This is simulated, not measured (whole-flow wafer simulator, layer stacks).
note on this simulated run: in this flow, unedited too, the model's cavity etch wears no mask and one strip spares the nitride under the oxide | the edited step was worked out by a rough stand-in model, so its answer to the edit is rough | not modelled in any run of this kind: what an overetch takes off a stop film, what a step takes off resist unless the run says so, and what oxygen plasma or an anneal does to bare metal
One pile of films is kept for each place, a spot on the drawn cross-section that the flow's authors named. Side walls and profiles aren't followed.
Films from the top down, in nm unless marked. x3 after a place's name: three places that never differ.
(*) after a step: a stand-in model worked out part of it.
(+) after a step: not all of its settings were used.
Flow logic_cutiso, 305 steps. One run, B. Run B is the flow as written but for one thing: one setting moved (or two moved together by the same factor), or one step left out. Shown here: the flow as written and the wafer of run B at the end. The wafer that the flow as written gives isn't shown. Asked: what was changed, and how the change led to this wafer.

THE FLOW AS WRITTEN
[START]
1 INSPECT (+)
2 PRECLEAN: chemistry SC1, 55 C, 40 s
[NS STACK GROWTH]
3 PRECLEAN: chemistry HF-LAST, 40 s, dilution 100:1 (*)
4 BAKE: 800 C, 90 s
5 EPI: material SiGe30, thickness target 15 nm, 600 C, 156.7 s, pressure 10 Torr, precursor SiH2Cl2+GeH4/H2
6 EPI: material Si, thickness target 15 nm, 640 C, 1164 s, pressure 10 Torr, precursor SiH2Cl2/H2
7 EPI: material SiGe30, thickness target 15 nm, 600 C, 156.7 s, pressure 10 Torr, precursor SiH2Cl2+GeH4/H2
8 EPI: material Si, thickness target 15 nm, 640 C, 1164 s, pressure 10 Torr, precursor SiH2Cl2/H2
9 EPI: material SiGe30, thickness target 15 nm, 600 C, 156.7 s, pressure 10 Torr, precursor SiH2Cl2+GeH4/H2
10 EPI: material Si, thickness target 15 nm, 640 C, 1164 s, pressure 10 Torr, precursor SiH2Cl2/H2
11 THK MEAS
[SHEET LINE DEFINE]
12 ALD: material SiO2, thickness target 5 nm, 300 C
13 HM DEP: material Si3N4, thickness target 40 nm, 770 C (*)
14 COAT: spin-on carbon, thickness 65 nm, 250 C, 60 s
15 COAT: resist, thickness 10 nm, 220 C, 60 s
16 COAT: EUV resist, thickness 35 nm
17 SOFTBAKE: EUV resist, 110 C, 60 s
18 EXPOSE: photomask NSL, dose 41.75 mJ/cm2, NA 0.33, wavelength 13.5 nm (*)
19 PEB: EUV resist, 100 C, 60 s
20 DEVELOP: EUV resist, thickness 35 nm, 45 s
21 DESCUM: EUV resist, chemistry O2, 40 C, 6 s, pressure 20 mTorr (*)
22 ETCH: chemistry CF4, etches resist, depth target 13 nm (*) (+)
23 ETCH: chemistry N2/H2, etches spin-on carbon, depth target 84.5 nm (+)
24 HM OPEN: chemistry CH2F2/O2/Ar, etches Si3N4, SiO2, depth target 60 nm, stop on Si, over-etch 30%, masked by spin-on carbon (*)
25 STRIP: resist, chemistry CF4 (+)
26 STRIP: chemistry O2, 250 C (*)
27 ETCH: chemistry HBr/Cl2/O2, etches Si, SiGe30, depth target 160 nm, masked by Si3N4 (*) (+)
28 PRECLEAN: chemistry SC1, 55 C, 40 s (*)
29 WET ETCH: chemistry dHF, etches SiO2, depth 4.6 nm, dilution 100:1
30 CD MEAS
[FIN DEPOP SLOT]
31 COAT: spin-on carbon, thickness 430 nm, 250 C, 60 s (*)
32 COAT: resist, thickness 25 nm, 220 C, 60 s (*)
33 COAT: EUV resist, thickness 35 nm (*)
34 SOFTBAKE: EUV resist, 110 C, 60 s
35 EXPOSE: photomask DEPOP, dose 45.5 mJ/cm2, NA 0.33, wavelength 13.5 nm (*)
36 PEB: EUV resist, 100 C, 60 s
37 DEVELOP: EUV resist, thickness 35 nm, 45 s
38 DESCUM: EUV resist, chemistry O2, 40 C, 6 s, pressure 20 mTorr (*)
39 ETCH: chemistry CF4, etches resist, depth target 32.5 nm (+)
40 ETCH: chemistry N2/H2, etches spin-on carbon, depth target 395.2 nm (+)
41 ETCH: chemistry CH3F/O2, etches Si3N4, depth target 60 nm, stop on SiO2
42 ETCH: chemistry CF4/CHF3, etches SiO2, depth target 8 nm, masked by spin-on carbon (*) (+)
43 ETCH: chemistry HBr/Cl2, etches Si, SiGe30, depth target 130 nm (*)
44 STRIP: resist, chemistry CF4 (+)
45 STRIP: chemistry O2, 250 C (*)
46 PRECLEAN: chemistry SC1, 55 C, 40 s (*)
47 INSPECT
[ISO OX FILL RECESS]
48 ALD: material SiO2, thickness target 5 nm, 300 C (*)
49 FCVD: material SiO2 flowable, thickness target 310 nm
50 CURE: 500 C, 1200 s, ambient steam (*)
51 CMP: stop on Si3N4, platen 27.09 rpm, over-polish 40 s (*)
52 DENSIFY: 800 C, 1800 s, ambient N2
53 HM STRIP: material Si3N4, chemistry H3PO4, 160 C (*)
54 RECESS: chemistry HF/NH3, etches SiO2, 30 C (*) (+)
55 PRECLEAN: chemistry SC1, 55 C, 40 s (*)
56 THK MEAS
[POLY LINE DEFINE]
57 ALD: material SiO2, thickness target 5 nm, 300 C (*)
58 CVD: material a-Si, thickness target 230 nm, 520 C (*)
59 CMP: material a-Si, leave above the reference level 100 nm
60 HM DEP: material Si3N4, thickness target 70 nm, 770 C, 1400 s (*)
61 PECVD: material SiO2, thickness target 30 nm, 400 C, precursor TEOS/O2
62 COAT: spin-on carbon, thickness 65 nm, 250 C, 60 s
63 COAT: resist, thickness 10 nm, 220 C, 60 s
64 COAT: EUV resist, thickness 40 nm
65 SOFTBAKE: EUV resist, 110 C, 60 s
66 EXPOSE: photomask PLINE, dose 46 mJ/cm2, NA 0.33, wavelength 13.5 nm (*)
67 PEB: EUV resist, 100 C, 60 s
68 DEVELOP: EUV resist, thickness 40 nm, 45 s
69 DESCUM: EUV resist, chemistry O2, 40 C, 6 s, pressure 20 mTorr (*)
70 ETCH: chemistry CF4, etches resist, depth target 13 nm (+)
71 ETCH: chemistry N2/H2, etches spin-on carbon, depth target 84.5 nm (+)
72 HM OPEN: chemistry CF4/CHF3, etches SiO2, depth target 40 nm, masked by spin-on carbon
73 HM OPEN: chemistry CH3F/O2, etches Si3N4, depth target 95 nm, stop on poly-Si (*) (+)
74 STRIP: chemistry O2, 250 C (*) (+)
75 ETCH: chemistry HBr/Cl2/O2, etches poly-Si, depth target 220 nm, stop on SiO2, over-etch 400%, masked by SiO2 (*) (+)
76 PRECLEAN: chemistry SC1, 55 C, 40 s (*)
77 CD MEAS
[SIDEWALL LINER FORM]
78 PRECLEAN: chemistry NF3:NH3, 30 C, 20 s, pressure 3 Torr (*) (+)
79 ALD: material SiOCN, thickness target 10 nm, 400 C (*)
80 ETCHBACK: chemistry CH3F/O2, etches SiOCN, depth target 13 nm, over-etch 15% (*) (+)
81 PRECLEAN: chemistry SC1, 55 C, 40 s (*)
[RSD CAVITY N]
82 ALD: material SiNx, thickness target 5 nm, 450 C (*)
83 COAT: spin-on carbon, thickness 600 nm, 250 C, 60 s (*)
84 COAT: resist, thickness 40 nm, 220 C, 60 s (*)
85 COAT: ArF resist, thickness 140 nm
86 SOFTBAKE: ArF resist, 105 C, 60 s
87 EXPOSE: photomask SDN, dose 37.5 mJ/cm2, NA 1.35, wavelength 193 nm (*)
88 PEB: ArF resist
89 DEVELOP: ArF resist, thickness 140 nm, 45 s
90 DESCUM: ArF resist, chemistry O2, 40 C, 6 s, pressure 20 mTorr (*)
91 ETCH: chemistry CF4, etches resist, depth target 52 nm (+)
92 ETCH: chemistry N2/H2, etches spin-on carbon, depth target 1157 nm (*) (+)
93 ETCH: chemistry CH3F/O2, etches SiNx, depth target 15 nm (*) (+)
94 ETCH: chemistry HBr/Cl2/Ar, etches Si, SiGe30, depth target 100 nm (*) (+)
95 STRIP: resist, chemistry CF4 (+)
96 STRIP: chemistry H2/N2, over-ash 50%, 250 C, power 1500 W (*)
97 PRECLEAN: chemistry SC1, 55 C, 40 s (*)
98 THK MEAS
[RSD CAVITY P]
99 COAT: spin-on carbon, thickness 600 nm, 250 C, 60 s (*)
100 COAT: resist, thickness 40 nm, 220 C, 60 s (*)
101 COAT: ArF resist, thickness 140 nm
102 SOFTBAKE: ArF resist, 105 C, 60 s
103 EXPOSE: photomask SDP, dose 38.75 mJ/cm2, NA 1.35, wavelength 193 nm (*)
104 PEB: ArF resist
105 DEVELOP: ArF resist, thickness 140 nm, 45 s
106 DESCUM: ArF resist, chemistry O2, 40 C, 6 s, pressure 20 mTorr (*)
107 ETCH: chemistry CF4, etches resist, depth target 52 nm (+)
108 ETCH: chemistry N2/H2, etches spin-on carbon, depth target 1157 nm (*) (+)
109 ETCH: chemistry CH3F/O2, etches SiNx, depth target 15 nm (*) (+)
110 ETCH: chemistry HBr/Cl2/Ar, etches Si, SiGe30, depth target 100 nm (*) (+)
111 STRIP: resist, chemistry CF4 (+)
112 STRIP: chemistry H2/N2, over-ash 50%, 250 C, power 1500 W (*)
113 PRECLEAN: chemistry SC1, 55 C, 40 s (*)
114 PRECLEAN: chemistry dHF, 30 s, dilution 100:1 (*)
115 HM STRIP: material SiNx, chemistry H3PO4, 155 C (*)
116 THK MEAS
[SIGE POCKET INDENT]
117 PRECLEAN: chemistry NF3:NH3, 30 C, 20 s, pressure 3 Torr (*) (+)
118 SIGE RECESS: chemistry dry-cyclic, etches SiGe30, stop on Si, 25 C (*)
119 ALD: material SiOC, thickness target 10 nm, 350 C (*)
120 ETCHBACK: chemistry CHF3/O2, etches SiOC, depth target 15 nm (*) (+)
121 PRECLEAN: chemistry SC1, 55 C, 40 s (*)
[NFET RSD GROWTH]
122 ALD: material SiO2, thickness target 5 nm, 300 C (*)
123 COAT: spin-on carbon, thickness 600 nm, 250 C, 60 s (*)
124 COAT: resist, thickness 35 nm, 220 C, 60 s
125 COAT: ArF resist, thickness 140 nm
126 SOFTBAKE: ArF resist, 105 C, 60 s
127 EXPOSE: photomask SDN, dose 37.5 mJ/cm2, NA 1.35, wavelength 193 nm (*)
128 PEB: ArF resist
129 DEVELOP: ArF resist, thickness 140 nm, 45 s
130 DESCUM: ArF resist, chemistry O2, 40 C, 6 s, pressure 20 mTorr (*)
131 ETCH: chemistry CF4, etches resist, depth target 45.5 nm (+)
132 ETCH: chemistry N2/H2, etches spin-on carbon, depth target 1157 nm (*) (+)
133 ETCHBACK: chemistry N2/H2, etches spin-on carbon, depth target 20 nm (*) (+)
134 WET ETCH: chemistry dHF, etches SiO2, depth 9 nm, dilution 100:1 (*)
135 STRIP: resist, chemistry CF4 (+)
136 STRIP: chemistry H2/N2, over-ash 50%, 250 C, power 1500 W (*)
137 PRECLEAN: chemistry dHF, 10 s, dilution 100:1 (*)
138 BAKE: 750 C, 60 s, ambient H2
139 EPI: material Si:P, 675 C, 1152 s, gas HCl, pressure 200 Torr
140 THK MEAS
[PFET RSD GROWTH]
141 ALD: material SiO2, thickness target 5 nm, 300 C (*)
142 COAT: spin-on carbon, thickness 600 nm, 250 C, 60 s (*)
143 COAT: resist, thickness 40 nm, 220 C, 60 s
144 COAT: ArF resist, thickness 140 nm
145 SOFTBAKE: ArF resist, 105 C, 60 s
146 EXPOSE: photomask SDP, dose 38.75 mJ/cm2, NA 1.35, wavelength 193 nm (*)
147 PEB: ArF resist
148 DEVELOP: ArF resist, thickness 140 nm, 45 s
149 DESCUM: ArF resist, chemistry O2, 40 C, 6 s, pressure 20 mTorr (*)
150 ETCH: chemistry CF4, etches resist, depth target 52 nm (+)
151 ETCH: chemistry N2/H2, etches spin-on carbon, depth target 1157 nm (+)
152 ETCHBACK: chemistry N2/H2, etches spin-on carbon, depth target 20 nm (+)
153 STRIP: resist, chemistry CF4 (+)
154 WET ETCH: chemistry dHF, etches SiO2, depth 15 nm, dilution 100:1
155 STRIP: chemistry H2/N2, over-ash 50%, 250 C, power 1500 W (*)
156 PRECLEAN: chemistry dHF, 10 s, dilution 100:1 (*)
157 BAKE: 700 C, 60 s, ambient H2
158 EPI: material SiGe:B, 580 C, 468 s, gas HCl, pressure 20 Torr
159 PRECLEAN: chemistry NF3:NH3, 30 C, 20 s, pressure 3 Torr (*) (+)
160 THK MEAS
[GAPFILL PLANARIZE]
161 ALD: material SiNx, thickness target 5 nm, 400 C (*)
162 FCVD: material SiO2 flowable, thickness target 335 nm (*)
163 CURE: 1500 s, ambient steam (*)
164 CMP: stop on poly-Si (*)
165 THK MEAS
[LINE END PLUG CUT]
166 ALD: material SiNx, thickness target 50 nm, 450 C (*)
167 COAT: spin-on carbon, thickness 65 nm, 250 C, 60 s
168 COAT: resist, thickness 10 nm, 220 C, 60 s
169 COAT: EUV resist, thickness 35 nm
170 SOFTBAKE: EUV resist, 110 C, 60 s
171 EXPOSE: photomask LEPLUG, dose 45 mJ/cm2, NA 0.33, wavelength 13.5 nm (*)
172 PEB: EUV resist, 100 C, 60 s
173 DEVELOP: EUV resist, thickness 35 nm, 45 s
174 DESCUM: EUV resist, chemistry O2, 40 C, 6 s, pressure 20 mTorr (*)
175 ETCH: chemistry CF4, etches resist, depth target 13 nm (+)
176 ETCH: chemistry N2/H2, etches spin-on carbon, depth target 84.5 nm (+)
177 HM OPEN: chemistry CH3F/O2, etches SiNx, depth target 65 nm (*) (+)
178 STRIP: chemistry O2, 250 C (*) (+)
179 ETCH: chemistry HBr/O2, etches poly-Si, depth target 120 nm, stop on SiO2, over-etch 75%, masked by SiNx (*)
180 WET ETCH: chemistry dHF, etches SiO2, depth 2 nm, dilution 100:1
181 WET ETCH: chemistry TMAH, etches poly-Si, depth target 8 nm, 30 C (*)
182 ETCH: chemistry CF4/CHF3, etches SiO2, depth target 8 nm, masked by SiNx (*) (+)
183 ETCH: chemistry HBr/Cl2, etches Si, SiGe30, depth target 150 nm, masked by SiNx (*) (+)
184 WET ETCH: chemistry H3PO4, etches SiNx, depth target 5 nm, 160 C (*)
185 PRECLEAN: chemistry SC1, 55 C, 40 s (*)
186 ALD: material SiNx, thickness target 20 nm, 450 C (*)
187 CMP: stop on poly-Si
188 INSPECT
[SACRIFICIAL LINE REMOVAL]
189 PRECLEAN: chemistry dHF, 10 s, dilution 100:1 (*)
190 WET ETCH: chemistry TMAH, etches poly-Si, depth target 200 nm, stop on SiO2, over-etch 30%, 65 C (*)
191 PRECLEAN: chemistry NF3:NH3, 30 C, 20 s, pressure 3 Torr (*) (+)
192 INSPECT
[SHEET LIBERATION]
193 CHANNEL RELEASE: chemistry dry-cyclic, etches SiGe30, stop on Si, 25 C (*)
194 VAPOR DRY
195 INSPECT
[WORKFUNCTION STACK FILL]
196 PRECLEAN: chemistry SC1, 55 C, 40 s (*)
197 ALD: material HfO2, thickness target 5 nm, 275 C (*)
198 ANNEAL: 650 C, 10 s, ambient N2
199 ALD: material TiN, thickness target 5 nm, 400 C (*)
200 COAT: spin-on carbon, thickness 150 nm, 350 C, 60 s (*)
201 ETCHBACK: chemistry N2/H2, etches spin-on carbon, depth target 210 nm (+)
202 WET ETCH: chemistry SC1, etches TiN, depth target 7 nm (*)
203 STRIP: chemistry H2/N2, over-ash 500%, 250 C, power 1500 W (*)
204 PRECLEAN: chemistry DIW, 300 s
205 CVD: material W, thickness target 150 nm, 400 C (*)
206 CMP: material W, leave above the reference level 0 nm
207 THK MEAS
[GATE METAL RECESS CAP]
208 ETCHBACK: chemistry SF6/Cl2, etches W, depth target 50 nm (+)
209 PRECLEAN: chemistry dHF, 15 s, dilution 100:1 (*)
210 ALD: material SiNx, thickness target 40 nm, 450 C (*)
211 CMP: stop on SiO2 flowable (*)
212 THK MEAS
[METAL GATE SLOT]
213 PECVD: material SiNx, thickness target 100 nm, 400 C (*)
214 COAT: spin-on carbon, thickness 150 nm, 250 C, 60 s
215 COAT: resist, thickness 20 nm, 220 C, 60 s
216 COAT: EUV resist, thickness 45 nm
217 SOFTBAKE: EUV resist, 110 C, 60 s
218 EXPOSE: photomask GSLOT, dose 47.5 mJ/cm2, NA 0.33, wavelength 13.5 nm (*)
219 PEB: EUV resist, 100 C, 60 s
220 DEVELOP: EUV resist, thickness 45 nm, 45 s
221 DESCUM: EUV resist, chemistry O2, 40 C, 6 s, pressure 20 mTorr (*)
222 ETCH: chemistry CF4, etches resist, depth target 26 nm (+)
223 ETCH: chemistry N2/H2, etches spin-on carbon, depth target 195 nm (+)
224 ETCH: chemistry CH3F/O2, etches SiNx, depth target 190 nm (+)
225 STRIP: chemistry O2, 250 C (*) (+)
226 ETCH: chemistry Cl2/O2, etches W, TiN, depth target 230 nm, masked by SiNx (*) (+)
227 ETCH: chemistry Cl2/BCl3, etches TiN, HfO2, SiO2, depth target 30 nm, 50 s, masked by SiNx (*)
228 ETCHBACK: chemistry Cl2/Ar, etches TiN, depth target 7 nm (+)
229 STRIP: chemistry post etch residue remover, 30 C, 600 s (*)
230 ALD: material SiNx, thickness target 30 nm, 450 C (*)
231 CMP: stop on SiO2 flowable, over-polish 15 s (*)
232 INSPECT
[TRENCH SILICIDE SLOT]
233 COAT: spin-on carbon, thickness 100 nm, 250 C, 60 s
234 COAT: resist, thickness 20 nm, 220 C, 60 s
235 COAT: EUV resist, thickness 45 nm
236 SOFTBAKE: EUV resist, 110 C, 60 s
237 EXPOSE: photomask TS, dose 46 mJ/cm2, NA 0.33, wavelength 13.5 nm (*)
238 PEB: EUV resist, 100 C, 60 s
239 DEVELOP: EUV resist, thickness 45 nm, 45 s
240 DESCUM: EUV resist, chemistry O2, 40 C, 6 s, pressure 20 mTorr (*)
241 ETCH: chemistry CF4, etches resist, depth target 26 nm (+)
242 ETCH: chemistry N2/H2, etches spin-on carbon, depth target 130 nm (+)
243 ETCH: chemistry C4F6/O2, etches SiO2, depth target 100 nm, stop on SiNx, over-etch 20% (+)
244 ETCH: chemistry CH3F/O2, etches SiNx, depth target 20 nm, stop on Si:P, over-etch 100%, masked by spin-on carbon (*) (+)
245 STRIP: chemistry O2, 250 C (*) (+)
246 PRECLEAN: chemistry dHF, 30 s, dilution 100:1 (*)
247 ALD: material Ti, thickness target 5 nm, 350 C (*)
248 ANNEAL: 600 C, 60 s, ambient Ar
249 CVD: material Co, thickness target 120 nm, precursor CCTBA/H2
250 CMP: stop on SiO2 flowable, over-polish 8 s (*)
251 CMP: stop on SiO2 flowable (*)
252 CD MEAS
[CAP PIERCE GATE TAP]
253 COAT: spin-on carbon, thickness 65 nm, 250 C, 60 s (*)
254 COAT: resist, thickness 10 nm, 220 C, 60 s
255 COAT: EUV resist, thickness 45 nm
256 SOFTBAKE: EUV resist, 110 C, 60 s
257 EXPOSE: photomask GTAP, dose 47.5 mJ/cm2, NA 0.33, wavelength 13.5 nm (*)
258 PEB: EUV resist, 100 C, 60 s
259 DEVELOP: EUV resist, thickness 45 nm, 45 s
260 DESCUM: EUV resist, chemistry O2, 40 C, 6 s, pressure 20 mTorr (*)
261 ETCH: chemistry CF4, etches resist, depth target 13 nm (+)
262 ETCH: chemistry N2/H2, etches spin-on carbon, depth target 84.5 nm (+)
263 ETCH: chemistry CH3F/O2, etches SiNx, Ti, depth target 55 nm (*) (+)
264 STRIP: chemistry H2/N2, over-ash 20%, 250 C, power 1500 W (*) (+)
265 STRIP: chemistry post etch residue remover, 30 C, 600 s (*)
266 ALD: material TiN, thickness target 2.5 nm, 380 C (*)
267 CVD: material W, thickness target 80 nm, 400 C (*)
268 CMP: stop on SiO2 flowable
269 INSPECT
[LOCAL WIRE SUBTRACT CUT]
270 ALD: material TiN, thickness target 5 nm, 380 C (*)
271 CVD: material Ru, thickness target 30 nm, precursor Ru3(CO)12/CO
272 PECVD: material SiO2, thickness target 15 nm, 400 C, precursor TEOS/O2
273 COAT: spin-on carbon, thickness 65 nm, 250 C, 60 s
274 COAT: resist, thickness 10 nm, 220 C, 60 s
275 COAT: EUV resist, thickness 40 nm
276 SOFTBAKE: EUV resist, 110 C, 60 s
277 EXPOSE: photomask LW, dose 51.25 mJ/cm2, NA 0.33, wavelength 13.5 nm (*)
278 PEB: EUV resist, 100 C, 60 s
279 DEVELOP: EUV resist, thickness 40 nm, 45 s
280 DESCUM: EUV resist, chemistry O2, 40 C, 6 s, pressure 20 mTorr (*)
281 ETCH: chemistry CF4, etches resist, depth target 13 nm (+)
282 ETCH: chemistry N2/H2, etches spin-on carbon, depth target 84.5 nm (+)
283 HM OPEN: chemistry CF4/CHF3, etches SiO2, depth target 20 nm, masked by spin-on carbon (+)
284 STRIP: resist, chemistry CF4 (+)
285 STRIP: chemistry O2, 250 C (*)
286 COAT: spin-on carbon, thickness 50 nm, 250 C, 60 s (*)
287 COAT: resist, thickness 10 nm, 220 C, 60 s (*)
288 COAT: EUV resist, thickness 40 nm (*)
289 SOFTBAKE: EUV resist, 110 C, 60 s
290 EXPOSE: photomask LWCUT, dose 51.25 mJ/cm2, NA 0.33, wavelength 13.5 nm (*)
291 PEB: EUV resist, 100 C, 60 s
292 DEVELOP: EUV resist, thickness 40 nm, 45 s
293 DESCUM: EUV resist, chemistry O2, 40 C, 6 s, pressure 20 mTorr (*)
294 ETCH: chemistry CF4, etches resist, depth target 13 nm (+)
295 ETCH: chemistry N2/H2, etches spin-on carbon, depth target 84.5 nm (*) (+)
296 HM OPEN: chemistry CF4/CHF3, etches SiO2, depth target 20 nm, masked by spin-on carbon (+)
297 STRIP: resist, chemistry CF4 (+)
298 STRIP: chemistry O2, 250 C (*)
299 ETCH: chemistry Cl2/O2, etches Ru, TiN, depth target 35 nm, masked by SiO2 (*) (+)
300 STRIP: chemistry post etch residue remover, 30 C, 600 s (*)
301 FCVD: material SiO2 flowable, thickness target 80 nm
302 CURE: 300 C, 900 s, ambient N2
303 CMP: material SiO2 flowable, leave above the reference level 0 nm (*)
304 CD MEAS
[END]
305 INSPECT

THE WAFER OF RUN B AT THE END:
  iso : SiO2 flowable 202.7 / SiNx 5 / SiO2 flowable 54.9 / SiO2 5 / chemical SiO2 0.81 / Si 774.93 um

The cause: step 120, ETCHBACK: depth target 12 nm was run, where the flow has depth target 15 nm.

How the change led to this, step by step:
  120 ETCHBACK: chemistry CHF3/O2, etches SiOC, depth target 15 nm (*) (+)
      gl, tap: SiOC -10 (all of it), SiO2 -2 (as written it would be: SiOC -10 (all of it), SiO2 -4.21 (all of it), Si3N4 -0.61)
      glp: SiOC -10 (all of it), SiO2 -2 (as written it would be: SiOC -10 (all of it), SiO2 -4.25 (all of it), Si3N4 -0.58)
      (and at 15 more places)
  122 ALD: material SiO2, thickness target 5 nm, 300 C (*)
      gl, glp, tap: SiO2 +5 (as written it would be: SiO2 +5 (new film))
      gxn: SiO2 +5 (as written it would be: SiO2 +6.76 (new film))
      (and at 1 more place)
  132 ETCH: chemistry N2/H2, etches spin-on carbon, depth target 1157 nm (*) (+)
      gl, tap: spin-on carbon -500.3 (all of it), SiO2 -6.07 (as written it would be: spin-on carbon -501.7 (all of it), SiO2 -5 (all of it), Si3N4 -0.5)
  133 ETCHBACK: chemistry N2/H2, etches spin-on carbon, depth target 20 nm (*) (+)
      gl, tap: SiO2 -1.1 (all of it) (as written it would be: Si3N4 -0.56)
      gxn: SiO2 -1.11 (as written it would be: SiO2 -0.7 (all of it), Si3N4 -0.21)
  134 WET ETCH: chemistry dHF, etches SiO2, depth 9 nm, dilution 100:1 (*)
      gxn: SiO2 -0.96 (all of it), Si3N4 -0.23 (as written it would be: Si3N4 -0.34)
  141 ALD: material SiO2, thickness target 5 nm, 300 C (*)
      gxn: SiO2 +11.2 (new film) (as written it would be: SiO2 +10.1 (new film))
  153 STRIP: resist, chemistry CF4 (+)
      glp: SiO2 -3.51 (all of it) (as written it would be: SiO2 -1.36 (all of it))
      gxp: SiO2 -4.45 (all of it) (as written it would be: SiO2 -3.06 (all of it))
  161 ALD: material SiNx, thickness target 5 nm, 400 C (*)
      gxp: SiNx +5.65 (new film) (as written it would be: SiNx +5 (new film))
  164 CMP: stop on poly-Si (*)
      depop, dpovl, isow, ns, nsgap: SiO2 flowable -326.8 (all of it), SiNx -5 (all of it), SiO2 -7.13 (all of it), Si3N4 -70 (all of it) (as written it would be: SiO2 flowable -326.8 (all of it), SiNx -5 (all of it), SiO2 -4.13 (all of it), Si3N4 -70 (all of it))
      gfld, gxf: SiO2 flowable -250.4 (all of it), SiNx -5 (all of it), SiO2 -7.13 (all of it), Si3N4 -70 (all of it) (as written it would be: SiO2 flowable -251.9 (all of it), SiNx -5 (all of it), SiO2 -4.13 (all of it), Si3N4 -70 (all of it))
      (and at 7 more places)
